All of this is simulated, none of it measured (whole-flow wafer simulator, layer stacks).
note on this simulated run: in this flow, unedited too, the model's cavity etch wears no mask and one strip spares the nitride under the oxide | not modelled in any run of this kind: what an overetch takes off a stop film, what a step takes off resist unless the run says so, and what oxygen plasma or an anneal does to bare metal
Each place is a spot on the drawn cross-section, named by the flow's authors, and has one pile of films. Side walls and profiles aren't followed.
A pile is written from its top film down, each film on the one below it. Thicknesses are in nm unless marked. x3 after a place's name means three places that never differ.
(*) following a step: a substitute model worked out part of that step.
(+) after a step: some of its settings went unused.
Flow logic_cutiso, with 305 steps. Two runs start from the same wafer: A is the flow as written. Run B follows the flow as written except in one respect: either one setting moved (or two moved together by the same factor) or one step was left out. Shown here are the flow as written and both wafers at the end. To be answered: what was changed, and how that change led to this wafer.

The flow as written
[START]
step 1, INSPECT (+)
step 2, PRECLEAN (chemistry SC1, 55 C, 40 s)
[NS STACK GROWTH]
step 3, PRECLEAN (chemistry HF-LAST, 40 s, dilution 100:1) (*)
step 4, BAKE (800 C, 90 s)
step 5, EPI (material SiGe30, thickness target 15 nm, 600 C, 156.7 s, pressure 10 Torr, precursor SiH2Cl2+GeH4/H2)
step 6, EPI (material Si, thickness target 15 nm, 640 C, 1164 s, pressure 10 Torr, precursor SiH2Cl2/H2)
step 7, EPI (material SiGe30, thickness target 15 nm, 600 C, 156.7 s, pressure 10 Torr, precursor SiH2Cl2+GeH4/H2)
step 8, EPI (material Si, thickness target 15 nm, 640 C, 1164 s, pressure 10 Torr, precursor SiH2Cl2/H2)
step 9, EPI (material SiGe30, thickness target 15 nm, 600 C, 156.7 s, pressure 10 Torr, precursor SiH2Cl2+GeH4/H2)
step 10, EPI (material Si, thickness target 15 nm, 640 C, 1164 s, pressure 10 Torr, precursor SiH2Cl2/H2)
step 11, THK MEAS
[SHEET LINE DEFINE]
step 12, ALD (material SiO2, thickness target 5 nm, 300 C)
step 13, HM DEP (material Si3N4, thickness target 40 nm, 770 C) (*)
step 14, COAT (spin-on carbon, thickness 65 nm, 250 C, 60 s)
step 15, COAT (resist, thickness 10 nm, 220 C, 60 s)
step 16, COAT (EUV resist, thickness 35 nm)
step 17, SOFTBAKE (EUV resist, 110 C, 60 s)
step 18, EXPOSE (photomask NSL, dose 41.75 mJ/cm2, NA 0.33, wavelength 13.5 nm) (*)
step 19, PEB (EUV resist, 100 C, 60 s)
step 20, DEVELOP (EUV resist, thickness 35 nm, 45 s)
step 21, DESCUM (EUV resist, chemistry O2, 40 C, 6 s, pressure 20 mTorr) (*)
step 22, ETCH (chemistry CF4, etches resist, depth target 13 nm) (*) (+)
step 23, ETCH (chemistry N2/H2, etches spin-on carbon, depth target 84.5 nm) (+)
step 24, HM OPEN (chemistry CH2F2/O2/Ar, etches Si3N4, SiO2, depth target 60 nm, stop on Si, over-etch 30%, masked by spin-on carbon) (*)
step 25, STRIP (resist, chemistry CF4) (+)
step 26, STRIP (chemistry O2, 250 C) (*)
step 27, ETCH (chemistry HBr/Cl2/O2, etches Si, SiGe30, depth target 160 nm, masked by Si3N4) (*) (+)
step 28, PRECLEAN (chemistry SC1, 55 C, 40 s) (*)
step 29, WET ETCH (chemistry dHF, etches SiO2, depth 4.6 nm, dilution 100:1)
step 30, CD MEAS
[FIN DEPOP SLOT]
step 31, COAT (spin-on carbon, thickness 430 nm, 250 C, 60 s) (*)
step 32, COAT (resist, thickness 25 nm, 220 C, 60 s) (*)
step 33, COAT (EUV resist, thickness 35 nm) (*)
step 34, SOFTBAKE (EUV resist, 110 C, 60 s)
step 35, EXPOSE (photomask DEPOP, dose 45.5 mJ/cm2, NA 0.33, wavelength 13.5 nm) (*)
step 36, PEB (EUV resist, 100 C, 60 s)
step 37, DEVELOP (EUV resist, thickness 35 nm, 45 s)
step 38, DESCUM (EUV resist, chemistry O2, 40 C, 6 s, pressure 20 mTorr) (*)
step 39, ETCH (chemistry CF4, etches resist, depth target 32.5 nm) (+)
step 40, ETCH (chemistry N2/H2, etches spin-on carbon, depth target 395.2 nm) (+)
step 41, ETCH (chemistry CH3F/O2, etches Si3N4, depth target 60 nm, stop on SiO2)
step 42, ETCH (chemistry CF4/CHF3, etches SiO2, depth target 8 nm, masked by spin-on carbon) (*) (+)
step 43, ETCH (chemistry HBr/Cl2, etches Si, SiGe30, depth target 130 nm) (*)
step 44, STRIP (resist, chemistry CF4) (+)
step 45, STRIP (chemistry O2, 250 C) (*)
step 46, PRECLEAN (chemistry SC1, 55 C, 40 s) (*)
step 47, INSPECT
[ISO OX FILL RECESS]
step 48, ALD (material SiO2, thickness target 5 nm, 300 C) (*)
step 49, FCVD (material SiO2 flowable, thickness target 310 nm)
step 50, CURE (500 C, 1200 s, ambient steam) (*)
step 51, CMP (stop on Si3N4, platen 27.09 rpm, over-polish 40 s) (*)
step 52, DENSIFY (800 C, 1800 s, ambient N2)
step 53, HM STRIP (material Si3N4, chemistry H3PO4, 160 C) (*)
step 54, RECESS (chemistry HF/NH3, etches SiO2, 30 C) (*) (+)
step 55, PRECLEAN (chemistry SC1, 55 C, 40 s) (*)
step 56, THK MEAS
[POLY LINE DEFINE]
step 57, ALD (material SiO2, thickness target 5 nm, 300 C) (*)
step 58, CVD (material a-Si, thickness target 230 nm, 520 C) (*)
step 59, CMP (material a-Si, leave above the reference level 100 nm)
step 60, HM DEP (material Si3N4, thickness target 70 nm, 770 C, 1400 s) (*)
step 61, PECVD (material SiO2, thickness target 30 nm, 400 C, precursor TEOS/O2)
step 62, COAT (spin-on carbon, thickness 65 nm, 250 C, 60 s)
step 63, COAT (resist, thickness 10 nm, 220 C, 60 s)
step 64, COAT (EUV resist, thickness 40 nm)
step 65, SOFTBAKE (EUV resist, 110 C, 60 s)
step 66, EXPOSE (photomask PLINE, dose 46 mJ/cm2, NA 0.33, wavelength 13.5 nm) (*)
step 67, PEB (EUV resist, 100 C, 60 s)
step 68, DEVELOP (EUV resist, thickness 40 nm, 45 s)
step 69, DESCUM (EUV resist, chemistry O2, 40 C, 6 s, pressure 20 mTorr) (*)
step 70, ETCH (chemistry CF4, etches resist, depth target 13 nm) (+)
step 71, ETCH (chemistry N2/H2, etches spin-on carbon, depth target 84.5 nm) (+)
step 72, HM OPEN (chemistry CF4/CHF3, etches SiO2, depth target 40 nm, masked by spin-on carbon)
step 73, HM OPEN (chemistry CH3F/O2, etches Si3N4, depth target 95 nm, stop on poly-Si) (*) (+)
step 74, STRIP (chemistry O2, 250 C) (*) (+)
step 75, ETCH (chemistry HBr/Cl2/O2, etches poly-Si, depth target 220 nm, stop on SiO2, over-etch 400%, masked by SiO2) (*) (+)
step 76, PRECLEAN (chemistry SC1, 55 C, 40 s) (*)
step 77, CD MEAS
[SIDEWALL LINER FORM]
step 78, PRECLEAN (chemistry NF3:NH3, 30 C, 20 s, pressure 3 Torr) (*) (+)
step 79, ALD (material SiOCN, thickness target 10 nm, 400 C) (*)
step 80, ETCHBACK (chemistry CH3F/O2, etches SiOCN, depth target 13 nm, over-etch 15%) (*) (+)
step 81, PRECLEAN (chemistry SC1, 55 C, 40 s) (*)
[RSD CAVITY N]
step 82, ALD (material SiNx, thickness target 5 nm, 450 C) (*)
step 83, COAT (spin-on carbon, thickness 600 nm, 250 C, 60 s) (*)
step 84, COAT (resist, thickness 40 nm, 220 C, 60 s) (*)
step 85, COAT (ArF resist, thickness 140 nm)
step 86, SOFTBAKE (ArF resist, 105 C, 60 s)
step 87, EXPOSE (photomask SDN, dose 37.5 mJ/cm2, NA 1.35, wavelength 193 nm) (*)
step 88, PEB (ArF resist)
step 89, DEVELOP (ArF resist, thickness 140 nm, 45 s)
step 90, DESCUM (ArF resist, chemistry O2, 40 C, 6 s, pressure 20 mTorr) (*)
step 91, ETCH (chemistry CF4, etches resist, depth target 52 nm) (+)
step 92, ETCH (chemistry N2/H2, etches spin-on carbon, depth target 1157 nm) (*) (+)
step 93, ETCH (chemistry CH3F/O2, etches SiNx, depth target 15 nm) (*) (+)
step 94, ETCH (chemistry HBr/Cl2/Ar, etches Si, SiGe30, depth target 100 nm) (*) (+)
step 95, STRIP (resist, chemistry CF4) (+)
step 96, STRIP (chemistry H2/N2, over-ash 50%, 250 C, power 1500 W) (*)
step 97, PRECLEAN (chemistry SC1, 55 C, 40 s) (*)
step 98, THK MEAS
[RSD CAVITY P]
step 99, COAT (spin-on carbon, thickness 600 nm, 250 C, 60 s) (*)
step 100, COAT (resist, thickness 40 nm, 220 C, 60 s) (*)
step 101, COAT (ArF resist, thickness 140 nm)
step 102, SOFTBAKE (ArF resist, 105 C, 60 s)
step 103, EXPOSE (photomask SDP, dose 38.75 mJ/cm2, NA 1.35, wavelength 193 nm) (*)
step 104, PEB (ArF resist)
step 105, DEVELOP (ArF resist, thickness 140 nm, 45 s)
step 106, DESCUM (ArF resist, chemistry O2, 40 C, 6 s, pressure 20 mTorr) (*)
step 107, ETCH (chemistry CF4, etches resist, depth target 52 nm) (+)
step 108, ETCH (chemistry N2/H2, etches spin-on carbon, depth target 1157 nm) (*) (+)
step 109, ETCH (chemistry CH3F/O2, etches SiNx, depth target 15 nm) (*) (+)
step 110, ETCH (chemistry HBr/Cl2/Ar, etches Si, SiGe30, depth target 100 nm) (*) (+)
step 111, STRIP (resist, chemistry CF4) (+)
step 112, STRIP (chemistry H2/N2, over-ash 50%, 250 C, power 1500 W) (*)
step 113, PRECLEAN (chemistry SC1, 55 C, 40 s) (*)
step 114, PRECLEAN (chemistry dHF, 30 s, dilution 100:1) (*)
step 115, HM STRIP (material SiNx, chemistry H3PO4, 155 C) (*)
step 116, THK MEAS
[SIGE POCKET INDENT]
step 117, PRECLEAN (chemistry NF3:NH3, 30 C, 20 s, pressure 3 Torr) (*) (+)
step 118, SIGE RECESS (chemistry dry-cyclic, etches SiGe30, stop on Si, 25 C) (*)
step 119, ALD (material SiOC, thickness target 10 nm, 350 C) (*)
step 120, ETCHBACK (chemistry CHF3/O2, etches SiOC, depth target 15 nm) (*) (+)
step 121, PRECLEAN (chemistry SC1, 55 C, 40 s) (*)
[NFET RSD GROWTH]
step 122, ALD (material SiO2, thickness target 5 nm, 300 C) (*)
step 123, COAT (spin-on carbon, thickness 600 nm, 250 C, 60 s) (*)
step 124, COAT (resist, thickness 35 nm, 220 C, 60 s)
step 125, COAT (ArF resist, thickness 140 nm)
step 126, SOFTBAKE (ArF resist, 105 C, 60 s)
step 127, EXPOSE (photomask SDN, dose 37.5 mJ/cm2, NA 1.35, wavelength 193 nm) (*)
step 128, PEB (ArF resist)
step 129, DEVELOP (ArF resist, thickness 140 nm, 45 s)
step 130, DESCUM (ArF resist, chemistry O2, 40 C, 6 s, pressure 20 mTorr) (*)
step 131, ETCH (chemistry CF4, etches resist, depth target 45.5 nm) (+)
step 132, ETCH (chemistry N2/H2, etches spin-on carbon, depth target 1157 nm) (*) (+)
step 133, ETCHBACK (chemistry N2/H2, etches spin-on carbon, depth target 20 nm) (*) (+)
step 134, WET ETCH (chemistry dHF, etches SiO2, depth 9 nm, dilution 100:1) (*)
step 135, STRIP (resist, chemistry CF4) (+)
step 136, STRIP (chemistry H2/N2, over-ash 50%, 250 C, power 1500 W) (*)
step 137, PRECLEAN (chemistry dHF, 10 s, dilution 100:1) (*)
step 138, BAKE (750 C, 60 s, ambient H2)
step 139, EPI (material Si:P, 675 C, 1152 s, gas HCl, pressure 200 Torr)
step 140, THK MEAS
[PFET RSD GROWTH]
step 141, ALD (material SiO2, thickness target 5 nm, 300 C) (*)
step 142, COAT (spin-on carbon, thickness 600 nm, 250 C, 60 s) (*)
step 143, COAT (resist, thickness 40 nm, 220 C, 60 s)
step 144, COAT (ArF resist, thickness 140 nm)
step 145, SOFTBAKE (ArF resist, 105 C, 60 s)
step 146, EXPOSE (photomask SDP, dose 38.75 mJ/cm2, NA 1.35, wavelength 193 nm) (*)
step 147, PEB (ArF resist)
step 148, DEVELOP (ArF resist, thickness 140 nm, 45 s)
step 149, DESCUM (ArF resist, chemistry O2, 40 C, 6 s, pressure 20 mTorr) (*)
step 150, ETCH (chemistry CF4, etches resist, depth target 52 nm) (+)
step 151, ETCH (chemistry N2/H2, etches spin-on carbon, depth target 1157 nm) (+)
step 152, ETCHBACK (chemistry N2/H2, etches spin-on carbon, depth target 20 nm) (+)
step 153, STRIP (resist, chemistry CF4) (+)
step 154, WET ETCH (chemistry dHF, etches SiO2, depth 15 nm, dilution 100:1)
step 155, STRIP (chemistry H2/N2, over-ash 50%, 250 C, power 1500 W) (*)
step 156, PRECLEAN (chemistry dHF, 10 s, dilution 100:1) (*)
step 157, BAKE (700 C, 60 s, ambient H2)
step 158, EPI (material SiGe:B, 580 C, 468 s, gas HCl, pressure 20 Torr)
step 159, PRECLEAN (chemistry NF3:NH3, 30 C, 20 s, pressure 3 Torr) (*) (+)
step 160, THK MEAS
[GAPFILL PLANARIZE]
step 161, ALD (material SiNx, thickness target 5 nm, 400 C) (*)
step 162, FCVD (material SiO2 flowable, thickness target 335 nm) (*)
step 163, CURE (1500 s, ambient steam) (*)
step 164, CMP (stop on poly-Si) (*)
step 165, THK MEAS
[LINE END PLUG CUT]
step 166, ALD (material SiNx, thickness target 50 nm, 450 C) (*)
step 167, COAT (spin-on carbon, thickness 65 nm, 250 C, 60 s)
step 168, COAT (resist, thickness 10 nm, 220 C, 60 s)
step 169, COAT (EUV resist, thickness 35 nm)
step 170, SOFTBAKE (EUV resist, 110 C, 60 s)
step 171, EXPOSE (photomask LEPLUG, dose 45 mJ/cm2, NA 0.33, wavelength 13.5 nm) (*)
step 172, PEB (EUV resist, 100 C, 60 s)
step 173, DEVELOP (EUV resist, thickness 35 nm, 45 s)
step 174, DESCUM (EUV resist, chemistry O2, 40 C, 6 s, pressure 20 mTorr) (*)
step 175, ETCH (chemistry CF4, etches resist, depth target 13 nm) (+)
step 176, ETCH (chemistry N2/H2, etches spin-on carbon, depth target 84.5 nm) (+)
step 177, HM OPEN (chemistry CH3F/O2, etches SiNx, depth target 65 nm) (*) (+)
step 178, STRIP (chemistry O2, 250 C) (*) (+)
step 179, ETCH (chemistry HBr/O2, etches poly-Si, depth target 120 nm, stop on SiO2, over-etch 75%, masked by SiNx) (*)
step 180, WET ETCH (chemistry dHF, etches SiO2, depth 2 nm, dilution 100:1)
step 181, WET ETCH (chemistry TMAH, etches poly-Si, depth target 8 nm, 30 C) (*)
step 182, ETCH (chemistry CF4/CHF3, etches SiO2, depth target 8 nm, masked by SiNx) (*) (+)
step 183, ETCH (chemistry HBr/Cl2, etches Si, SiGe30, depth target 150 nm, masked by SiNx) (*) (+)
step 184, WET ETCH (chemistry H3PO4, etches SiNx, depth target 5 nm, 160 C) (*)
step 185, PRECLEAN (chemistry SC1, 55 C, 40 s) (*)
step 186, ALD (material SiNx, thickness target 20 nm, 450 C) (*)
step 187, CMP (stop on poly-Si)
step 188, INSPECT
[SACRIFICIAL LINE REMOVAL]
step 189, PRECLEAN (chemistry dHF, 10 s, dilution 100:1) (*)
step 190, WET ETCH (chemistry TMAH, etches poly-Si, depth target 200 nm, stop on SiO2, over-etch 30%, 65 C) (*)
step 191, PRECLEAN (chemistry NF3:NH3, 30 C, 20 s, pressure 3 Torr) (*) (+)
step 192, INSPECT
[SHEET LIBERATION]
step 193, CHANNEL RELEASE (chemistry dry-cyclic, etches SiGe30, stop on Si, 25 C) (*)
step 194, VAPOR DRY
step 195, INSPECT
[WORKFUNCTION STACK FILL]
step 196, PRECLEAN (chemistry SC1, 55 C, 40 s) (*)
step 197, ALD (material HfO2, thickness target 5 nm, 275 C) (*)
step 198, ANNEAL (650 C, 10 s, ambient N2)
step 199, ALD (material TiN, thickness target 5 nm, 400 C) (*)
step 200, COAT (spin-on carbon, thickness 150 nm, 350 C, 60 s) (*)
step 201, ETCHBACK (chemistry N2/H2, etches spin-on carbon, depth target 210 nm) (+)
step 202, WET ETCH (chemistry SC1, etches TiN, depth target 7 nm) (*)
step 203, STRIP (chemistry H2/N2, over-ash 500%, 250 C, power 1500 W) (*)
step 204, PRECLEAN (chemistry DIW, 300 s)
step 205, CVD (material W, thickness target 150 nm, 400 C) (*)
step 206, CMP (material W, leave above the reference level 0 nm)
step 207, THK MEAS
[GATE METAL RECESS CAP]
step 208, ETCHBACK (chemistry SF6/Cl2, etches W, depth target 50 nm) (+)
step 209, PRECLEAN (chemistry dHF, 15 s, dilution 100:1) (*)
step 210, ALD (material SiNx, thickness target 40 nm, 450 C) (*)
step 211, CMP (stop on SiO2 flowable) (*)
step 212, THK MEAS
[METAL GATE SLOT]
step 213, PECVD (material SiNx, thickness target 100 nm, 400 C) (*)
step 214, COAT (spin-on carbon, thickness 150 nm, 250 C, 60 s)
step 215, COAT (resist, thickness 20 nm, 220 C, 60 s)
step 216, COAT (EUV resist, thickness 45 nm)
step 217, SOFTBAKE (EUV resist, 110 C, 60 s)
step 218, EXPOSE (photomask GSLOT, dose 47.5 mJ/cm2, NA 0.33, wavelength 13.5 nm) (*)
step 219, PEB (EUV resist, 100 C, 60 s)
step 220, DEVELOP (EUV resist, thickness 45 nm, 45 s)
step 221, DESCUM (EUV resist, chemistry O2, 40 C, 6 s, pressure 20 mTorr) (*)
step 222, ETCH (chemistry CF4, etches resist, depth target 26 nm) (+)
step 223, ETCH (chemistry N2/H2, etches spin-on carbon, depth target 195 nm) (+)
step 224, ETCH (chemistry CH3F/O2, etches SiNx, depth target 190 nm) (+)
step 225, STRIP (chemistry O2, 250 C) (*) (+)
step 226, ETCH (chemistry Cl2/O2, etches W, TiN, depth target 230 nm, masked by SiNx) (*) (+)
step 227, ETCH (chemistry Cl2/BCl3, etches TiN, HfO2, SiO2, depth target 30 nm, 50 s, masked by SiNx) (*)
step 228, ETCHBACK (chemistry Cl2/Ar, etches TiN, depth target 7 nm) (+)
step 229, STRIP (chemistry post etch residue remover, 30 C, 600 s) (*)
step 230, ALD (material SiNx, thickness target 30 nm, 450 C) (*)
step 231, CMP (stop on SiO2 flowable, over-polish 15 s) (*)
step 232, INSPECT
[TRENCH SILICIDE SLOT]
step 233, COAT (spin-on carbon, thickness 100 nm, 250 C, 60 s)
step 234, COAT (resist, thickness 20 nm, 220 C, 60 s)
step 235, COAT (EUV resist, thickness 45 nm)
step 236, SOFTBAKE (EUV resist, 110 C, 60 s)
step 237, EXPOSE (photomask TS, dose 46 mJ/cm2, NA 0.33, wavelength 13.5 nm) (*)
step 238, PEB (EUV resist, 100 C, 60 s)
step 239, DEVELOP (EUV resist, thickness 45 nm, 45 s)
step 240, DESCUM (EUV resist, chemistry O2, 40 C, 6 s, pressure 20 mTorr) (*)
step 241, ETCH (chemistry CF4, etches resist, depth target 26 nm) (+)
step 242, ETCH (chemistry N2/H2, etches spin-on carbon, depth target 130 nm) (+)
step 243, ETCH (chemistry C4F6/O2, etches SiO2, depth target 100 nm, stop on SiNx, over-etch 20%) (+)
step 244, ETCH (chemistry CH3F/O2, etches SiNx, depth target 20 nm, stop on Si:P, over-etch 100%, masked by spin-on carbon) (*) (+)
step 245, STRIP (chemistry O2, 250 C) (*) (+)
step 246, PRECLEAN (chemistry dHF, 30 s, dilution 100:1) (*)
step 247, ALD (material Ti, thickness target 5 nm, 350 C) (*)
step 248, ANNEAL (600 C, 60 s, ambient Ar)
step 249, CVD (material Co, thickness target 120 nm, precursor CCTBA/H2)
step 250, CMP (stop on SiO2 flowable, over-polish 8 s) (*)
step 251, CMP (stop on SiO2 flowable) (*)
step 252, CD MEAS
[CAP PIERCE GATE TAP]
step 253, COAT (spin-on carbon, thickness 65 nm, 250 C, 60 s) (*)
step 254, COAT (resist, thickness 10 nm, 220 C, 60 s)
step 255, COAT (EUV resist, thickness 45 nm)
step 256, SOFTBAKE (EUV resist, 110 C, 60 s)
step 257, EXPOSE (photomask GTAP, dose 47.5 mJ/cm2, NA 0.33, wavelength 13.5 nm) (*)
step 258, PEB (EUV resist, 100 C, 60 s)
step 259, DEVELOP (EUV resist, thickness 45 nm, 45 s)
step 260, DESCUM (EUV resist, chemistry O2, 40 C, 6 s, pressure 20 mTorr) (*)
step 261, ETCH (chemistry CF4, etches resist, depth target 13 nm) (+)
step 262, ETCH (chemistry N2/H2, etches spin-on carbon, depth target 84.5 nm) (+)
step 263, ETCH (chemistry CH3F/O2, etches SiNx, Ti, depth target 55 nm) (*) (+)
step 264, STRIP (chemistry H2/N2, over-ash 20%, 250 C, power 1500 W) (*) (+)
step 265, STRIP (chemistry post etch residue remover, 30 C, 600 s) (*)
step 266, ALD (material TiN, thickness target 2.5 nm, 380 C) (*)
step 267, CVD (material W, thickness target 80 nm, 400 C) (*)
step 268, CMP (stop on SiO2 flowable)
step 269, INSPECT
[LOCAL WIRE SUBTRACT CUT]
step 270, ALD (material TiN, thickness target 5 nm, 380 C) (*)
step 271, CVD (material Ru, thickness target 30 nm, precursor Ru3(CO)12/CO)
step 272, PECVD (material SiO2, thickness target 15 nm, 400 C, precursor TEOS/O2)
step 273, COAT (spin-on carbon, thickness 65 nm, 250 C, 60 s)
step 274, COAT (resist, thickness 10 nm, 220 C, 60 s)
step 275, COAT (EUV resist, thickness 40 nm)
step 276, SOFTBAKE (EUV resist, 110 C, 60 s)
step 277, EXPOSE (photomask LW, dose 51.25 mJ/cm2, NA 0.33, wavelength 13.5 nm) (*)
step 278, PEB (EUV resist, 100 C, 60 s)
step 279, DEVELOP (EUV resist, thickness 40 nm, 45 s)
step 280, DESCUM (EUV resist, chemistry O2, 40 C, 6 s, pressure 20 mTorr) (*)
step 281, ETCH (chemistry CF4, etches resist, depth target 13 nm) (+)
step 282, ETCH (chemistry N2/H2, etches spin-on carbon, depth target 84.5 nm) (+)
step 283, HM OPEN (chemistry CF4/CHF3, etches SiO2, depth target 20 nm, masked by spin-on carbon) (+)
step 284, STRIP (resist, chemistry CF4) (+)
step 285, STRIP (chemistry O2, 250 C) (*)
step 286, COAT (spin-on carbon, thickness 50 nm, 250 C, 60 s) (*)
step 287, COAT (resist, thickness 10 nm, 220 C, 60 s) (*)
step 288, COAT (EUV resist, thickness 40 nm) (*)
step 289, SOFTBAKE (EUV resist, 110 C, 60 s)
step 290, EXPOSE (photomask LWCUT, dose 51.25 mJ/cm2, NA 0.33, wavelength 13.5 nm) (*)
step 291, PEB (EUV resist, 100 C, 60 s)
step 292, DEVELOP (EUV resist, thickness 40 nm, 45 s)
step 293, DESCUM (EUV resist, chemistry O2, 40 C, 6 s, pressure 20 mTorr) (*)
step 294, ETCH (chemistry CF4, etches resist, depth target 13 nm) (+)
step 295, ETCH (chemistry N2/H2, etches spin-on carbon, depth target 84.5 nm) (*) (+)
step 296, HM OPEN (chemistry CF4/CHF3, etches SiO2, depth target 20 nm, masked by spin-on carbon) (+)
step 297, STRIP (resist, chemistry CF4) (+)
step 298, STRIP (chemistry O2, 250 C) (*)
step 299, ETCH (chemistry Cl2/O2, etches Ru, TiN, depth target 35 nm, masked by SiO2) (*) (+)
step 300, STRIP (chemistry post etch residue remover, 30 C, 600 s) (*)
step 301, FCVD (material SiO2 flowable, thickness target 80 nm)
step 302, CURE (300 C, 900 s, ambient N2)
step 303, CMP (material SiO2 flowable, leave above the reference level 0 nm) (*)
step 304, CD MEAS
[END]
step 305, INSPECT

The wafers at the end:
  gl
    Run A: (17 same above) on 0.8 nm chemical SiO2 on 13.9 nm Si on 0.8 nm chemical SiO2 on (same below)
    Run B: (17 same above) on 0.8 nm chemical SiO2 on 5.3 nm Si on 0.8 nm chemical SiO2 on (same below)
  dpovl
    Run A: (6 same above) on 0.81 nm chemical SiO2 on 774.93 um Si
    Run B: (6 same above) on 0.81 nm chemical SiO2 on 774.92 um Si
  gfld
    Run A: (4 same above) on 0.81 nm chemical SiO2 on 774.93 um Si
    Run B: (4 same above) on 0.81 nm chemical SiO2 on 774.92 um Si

Cause: step 6, EPI: thickness target 6.4 nm was run, though the flow has thickness target 15 nm; step 6, EPI: 494.9 s was run, where the flow has 1164 s.

Step by step, how the change led to this:
  step 6, EPI (material Si, thickness target 15 nm, 640 C, 1164 s, pressure 10 Torr, precursor SiH2Cl2/H2)
      depop, dpovl, gfld and 19 more: A +15 Si (new film) | B +6.38 Si (new film)
  step 27, ETCH (chemistry HBr/Cl2/O2, etches Si, SiGe30, depth target 160 nm, masked by Si3N4) (*) (+)
      gfld, gxf, iso, lnri: A -0.79 chemical SiO2 (all of it), -11.4 Si (all of it), -15 SiGe30 (all of it), -15 Si (all of it), -15 SiGe30 (all of it), -15 Si (all of it), -15 SiGe30 (all of it), -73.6 Si | B -0.79 chemical SiO2 (all of it), -11.4 Si (all of it), -15 SiGe30 (all of it), -15 Si (all of it), -15 SiGe30 (all of it), -6.38 Si (all of it), -15 SiGe30 (all of it), -82.3 Si
      dpovl, nsgap: A -0.79 chemical SiO2 (all of it), -11.8 Si (all of it), -15 SiGe30 (all of it), -15 Si (all of it), -15 SiGe30 (all of it), -15 Si (all of it), -15 SiGe30 (all of it), -73.2 Si | B -0.79 chemical SiO2 (all of it), -11.8 Si (all of it), -15 SiGe30 (all of it), -15 Si (all of it), -15 SiGe30 (all of it), -6.38 Si (all of it), -15 SiGe30 (all of it), -81.9 Si
      (also at 1 further place)
  step 43, ETCH (chemistry HBr/Cl2, etches Si, SiGe30, depth target 130 nm) (*)
      depop: A -14 Si (all of it), -15 SiGe30 (all of it), -15 Si (all of it), -15 SiGe30 (all of it), -15 Si (all of it), -15 SiGe30 (all of it), -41 Si | B -14 Si (all of it), -15 SiGe30 (all of it), -15 Si (all of it), -15 SiGe30 (all of it), -6.38 Si (all of it), -15 SiGe30 (all of it), -49.6 Si
  step 94, ETCH (chemistry HBr/Cl2/Ar, etches Si, SiGe30, depth target 100 nm) (*) (+)
      rsdn, rsdx: A -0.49 chemical SiO2 (all of it), -12.8 Si (all of it), -15 SiGe30 (all of it), -15 Si (all of it), -15 SiGe30 (all of it), -15 Si (all of it), -15 SiGe30 (all of it), -12.2 Si | B -0.49 chemical SiO2 (all of it), -12.8 Si (all of it), -15 SiGe30 (all of it), -15 Si (all of it), -15 SiGe30 (all of it), -6.38 Si (all of it), -15 SiGe30 (all of it), -20.8 Si
  step 110, ETCH (chemistry HBr/Cl2/Ar, etches Si, SiGe30, depth target 100 nm) (*) (+)
      rsdp, rsdw: A -0.49 chemical SiO2 (all of it), -12.8 Si (all of it), -15 SiGe30 (all of it), -15 Si (all of it), -15 SiGe30 (all of it), -15 Si (all of it), -15 SiGe30 (all of it), -12.2 Si | B -0.49 chemical SiO2 (all of it), -12.8 Si (all of it), -15 SiGe30 (all of it), -15 Si (all of it), -15 SiGe30 (all of it), -6.38 Si (all of it), -15 SiGe30 (all of it), -20.8 Si
  step 183, ETCH (chemistry HBr/Cl2, etches Si, SiGe30, depth target 150 nm, masked by SiNx) (*) (+)
      plug: A -13.6 Si (all of it), -15 SiGe30 (all of it), -15 Si (all of it), -15 SiGe30 (all of it), -15 Si (all of it), -15 SiGe30 (all of it), -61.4 Si | B -13.6 Si (all of it), -15 SiGe30 (all of it), -15 Si (all of it), -15 SiGe30 (all of it), -6.38 Si (all of it), -15 SiGe30 (all of it), -70.1 Si
